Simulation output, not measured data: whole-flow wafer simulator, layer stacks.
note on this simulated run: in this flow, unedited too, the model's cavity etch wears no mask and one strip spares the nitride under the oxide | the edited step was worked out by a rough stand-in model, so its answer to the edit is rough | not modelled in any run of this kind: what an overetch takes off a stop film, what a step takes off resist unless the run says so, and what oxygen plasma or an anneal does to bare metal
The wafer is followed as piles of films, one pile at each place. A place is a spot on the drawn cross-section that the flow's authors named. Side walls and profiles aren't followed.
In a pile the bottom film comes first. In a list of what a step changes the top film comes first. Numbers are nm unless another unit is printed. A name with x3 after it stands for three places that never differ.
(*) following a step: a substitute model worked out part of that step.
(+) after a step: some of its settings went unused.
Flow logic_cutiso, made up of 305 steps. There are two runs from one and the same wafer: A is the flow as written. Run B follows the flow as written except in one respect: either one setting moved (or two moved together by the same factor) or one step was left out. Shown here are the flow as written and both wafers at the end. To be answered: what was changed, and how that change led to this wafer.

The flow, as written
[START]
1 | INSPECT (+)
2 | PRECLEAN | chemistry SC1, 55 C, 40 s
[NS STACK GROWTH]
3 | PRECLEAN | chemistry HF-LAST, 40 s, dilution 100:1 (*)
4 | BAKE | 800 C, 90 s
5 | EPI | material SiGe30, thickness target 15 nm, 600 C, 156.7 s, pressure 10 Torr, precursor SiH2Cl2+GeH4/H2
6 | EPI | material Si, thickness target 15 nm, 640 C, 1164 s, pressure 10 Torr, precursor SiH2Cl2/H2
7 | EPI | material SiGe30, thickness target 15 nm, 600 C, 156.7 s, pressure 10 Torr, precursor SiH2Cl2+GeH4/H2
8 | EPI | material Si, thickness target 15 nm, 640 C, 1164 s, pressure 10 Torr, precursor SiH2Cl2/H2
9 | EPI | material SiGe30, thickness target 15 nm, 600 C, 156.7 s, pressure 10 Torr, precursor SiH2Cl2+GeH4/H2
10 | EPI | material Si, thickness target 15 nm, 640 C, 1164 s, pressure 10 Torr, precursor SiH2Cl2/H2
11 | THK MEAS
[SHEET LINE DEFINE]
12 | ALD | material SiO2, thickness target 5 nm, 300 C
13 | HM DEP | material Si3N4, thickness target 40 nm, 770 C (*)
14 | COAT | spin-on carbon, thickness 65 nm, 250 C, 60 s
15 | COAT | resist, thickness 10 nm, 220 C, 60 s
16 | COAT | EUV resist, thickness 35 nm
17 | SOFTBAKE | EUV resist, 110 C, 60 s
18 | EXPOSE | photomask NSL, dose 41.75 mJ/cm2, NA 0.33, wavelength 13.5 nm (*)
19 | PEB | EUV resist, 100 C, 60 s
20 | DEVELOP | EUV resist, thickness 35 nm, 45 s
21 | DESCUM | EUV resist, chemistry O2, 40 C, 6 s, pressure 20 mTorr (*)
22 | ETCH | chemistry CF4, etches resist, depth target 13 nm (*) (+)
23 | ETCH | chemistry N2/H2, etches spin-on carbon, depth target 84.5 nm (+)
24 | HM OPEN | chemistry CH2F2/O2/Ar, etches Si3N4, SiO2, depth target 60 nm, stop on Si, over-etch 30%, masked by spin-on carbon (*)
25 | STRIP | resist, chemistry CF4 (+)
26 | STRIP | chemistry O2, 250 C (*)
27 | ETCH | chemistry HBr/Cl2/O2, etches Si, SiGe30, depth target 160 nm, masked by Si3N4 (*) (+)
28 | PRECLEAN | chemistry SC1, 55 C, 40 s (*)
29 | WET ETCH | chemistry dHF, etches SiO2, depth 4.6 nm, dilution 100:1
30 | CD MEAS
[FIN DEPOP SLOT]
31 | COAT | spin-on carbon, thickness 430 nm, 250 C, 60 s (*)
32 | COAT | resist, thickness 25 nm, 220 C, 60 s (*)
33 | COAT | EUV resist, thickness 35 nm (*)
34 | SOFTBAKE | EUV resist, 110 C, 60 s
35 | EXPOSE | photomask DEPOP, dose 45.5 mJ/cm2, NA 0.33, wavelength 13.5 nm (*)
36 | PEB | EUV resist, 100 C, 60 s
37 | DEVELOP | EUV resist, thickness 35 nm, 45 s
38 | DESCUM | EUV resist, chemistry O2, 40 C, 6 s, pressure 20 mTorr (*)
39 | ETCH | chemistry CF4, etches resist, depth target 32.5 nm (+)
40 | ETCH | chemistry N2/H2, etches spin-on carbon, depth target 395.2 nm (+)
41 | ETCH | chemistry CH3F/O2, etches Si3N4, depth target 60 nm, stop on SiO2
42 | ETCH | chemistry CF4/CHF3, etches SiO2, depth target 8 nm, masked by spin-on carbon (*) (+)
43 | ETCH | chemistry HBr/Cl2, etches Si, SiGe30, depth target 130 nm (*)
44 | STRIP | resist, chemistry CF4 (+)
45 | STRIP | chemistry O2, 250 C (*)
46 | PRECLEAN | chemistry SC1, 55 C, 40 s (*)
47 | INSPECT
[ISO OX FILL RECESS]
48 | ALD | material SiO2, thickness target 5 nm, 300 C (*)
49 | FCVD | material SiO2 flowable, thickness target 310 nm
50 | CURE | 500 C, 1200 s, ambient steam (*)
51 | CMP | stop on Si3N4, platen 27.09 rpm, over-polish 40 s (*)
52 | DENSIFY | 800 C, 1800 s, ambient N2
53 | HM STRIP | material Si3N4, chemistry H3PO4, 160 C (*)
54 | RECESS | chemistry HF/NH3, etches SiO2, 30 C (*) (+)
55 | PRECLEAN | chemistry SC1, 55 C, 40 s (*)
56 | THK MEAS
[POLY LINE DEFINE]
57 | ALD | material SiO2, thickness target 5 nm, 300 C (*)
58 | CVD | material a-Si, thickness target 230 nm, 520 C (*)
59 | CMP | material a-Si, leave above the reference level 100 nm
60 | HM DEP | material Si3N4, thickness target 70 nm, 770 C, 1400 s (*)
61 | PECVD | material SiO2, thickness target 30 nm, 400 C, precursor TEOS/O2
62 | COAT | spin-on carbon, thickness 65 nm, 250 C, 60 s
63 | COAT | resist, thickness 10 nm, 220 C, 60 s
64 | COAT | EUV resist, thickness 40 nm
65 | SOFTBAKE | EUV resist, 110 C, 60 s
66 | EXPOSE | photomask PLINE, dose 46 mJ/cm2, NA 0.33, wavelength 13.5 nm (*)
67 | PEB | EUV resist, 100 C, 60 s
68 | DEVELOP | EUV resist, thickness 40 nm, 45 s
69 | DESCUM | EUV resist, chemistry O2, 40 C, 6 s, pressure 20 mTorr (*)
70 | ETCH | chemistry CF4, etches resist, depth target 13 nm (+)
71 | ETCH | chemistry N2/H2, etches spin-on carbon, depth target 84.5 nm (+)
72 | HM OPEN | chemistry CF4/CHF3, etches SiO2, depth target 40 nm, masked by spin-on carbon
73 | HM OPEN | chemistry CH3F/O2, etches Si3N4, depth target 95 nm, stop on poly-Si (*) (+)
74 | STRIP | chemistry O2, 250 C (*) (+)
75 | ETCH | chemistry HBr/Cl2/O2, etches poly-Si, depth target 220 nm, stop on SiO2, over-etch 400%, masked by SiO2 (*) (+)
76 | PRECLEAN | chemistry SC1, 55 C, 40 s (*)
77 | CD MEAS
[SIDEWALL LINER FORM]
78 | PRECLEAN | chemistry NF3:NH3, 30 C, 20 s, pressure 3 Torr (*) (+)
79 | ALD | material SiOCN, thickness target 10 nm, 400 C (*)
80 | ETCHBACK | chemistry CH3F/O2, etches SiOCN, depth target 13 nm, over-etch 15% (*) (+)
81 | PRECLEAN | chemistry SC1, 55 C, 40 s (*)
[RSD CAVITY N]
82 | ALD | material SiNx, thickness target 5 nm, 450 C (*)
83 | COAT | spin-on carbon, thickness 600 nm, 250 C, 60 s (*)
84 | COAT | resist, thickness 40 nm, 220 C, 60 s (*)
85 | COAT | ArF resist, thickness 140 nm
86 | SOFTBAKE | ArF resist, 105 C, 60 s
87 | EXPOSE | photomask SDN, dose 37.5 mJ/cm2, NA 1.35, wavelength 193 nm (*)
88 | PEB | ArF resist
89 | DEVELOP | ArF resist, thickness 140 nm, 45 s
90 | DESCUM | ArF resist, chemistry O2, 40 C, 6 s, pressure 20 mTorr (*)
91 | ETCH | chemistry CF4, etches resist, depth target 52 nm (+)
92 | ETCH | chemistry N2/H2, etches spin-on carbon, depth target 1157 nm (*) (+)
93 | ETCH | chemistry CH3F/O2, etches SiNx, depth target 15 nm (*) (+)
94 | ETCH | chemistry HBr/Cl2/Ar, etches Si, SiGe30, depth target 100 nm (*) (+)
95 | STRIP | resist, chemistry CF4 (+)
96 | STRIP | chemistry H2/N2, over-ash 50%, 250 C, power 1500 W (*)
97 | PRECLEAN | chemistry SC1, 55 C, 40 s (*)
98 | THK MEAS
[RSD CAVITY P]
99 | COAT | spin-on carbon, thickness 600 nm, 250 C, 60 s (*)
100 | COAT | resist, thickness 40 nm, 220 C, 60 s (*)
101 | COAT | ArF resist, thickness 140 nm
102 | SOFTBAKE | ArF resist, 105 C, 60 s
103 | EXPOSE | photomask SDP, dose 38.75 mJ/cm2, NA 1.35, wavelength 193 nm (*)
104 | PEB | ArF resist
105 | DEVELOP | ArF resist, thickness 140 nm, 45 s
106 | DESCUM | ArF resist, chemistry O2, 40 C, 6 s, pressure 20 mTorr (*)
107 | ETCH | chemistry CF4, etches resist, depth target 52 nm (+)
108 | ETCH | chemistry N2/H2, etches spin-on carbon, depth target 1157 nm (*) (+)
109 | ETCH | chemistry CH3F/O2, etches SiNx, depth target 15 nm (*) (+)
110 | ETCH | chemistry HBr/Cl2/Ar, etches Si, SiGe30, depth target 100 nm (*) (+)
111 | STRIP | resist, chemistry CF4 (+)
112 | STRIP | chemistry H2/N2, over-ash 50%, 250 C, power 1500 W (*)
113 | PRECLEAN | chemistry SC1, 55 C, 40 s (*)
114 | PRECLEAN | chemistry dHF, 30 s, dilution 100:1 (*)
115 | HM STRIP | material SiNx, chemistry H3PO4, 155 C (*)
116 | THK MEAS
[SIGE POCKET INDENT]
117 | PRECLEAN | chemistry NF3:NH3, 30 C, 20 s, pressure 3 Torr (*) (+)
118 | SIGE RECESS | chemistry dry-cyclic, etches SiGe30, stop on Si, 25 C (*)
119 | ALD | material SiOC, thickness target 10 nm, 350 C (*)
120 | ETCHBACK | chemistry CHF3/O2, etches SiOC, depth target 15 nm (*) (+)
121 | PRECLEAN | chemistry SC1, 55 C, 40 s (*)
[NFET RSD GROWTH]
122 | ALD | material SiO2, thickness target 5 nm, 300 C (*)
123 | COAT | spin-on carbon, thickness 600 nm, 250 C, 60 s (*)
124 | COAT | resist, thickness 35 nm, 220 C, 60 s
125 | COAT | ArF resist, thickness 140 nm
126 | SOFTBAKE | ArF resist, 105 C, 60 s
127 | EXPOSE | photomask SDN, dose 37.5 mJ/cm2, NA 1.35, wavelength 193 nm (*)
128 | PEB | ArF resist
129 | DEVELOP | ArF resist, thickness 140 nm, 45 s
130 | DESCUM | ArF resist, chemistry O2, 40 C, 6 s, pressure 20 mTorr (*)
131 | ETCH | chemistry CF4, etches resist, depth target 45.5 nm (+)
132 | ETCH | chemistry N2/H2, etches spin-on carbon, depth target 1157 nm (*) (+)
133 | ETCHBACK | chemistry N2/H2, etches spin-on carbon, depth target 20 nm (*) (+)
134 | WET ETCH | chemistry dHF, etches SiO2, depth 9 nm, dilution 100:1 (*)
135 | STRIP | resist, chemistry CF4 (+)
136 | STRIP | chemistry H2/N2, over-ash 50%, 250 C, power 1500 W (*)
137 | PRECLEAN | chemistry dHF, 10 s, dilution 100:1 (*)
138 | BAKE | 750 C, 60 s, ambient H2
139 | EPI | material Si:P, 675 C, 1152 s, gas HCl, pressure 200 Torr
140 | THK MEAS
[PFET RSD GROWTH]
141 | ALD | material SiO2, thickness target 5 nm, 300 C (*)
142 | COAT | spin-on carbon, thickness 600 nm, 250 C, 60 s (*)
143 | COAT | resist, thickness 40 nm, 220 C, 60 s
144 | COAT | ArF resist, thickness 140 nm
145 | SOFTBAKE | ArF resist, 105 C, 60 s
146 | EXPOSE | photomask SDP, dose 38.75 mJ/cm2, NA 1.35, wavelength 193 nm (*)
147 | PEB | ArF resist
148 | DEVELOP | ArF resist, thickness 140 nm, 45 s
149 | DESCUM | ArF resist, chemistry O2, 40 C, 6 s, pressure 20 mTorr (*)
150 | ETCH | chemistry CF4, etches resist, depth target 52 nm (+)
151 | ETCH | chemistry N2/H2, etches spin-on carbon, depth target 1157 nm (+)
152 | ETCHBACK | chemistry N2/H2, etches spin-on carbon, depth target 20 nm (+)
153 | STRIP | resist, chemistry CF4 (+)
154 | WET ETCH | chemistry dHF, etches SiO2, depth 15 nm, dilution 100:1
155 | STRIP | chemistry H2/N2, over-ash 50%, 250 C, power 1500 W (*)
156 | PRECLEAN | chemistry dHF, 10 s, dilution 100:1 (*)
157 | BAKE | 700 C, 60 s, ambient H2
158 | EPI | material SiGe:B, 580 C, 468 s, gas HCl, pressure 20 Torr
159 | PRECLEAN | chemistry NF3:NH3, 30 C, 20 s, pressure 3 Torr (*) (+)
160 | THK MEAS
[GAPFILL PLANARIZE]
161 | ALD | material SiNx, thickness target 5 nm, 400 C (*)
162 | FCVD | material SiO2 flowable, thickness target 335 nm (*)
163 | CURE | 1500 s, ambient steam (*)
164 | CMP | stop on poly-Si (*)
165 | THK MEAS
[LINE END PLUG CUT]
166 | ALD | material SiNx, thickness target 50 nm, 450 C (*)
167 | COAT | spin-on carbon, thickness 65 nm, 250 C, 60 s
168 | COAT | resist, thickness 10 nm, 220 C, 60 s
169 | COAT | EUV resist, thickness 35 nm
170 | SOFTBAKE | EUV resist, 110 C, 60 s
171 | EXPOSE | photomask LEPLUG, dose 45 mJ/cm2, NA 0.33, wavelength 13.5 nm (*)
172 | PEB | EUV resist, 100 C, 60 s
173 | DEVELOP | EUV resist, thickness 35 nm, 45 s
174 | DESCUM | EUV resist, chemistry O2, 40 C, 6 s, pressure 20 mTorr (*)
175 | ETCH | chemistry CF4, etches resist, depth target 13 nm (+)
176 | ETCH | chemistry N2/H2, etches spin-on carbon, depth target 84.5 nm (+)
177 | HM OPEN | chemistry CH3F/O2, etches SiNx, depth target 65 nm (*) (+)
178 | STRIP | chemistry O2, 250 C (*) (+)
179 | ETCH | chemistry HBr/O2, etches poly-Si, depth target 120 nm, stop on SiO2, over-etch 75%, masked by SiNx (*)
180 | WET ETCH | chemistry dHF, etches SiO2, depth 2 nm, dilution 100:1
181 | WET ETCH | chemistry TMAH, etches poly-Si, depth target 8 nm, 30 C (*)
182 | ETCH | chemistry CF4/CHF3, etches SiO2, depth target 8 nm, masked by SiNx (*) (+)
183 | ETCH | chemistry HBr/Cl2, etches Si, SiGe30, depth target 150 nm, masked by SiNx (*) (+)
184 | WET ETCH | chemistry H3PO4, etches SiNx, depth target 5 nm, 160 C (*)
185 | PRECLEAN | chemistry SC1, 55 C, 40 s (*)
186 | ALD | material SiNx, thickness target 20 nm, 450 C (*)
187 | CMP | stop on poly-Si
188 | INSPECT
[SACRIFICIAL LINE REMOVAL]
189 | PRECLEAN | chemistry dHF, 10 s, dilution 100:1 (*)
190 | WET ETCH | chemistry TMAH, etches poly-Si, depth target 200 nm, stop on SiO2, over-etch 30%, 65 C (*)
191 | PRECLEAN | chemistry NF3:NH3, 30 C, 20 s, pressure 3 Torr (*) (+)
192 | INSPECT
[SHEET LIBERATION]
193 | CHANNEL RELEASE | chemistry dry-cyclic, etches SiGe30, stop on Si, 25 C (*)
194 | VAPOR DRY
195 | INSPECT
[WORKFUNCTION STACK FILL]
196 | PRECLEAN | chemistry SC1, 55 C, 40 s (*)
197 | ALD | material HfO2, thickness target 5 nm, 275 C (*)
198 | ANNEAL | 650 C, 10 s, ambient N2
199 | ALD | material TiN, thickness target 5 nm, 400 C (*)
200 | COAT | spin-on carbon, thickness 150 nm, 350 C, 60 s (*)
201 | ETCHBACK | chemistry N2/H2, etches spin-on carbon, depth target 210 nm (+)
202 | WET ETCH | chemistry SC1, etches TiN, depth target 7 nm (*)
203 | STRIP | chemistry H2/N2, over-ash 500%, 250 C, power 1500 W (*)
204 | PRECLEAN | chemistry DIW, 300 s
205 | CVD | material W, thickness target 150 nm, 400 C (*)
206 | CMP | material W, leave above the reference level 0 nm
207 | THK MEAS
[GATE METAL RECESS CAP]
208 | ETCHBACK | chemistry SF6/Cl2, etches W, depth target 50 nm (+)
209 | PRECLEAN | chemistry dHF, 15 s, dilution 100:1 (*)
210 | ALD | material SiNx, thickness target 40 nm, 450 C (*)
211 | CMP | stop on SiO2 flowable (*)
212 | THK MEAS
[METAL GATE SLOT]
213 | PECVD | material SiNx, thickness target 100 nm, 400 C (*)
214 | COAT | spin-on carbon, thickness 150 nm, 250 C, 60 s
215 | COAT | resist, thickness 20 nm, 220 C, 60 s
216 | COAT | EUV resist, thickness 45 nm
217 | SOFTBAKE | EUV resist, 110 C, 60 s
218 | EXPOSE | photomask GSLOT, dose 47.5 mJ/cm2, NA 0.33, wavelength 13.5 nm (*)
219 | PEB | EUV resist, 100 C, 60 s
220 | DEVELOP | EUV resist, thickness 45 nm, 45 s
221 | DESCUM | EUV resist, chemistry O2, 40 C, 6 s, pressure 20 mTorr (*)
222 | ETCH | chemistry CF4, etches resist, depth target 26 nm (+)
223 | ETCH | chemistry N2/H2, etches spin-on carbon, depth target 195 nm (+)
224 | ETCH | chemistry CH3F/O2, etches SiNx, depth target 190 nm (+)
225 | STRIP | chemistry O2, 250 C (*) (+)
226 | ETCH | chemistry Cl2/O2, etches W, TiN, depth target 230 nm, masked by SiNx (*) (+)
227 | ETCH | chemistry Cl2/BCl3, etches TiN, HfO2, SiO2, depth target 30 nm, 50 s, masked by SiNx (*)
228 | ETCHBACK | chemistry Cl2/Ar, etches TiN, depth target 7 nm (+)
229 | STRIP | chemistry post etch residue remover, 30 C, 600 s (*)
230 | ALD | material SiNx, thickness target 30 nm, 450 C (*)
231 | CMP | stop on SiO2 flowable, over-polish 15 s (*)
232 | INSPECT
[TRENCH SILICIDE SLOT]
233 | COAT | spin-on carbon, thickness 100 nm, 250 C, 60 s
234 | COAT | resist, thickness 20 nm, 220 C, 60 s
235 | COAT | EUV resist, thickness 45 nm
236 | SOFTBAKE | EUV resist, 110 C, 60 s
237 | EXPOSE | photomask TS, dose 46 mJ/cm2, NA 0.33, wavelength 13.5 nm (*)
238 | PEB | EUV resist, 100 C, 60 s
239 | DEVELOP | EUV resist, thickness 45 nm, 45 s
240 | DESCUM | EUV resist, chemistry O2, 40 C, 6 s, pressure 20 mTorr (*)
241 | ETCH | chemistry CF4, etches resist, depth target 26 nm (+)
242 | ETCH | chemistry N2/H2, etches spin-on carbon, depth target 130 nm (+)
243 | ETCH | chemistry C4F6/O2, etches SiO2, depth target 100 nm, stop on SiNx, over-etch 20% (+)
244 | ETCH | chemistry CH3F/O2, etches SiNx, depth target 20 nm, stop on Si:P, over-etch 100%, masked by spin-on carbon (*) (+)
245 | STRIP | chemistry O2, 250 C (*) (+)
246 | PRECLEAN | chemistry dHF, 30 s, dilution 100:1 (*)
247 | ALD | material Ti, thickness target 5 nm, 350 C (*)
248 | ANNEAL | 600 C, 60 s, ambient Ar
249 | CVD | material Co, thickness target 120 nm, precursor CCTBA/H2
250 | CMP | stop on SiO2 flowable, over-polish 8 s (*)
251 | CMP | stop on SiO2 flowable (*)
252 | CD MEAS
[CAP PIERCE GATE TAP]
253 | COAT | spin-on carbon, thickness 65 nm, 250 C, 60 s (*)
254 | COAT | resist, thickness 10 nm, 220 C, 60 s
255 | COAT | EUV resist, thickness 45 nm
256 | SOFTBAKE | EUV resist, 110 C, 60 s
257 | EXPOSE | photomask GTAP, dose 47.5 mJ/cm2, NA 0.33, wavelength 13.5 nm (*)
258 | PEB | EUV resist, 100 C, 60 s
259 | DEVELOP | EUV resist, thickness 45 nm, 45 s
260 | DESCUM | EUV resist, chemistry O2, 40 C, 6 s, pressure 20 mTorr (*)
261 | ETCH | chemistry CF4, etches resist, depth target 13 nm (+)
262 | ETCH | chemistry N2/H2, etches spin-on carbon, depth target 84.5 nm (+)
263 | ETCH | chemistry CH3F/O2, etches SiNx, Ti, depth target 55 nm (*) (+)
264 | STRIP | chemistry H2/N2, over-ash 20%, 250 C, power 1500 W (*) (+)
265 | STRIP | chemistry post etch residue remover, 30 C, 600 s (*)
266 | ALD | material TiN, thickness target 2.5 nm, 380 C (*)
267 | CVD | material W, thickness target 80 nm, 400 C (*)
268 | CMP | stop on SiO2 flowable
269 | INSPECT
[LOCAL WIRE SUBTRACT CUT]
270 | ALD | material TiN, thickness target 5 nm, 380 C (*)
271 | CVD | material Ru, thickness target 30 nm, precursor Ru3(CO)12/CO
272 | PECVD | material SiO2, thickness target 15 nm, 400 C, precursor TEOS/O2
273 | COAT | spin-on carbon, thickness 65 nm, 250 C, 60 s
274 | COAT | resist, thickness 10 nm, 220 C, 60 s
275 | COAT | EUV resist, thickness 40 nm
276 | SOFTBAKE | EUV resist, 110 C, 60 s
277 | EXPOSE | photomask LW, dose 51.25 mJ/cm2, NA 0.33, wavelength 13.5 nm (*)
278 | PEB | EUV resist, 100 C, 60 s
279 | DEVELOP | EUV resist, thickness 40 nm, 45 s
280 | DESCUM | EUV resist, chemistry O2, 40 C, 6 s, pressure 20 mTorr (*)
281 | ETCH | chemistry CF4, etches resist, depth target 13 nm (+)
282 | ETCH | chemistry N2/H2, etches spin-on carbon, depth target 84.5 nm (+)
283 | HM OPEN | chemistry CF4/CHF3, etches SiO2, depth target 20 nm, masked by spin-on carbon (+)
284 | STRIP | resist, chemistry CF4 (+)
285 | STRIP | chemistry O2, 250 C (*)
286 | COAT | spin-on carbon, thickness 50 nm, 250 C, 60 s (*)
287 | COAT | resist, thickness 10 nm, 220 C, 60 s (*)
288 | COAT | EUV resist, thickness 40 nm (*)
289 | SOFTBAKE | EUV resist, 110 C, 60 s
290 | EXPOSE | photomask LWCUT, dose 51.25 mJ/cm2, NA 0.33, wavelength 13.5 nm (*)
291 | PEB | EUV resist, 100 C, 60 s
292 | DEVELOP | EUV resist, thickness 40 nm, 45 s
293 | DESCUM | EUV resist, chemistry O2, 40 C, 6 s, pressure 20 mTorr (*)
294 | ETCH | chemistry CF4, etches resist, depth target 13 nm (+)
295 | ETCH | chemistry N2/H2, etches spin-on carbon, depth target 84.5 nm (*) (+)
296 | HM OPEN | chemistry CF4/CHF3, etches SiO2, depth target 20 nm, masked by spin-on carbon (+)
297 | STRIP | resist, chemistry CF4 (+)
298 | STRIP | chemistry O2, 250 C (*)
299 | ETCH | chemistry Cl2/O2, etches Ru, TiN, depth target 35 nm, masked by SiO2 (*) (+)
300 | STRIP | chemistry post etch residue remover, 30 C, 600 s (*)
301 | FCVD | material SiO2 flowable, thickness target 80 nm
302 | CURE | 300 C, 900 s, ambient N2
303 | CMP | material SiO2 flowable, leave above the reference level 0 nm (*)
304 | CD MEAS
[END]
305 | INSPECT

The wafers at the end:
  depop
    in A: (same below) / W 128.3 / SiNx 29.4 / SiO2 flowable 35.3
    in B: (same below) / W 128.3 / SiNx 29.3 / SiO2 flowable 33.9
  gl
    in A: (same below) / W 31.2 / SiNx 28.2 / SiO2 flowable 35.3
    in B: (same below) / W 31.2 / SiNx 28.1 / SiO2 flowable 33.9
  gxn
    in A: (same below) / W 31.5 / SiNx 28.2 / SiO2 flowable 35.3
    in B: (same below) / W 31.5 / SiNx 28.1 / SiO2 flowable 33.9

Cause: step 270, ALD: thickness target 3.5 nm was run, though the flow has thickness target 5 nm.

The path from the change to this, step by step:
  270 | ALD | material TiN, thickness target 5 nm, 380 C (*)
      depop, dpovl, gfld and 19 more: A TiN gains 5 (new film) | B TiN gains 3.5 (new film)
  299 | ETCH | chemistry Cl2/O2, etches Ru, TiN, depth target 35 nm, masked by SiO2 (*) (+)
      depop, dpovl, gfld and 9 more: A Ru loses 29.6 (all of it), TiN loses 5 (all of it) | B Ru loses 29.6 (all of it), TiN loses 3.5 (all of it), SiNx loses 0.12
      iso: A Ru loses 29.6 (all of it), TiN loses 5 (all of it) | B Ru loses 29.6 (all of it), TiN loses 3.5 (all of it), SiO2 flowable loses 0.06
      (also at 5 further places)
  301 | FCVD | material SiO2 flowable, thickness target 80 nm
      lnrt, rsdn, rsdp, tap: A SiO2 flowable gains 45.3 (new film) | B SiO2 flowable gains 46.3 (new film)
  303 | CMP | material SiO2 flowable, leave above the reference level 0 nm (*)
      depop, dpovl, isow, ns, nsgap: A SiO2 flowable loses 44.7 | B SiO2 flowable loses 46.1
      lnrt, rsdn, rsdp, tap: A SiO2 flowable loses 45.3 (all of it), SiO2 loses 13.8 (all of it) | B SiO2 flowable loses 46.3 (all of it), SiO2 loses 13.8 (all of it)
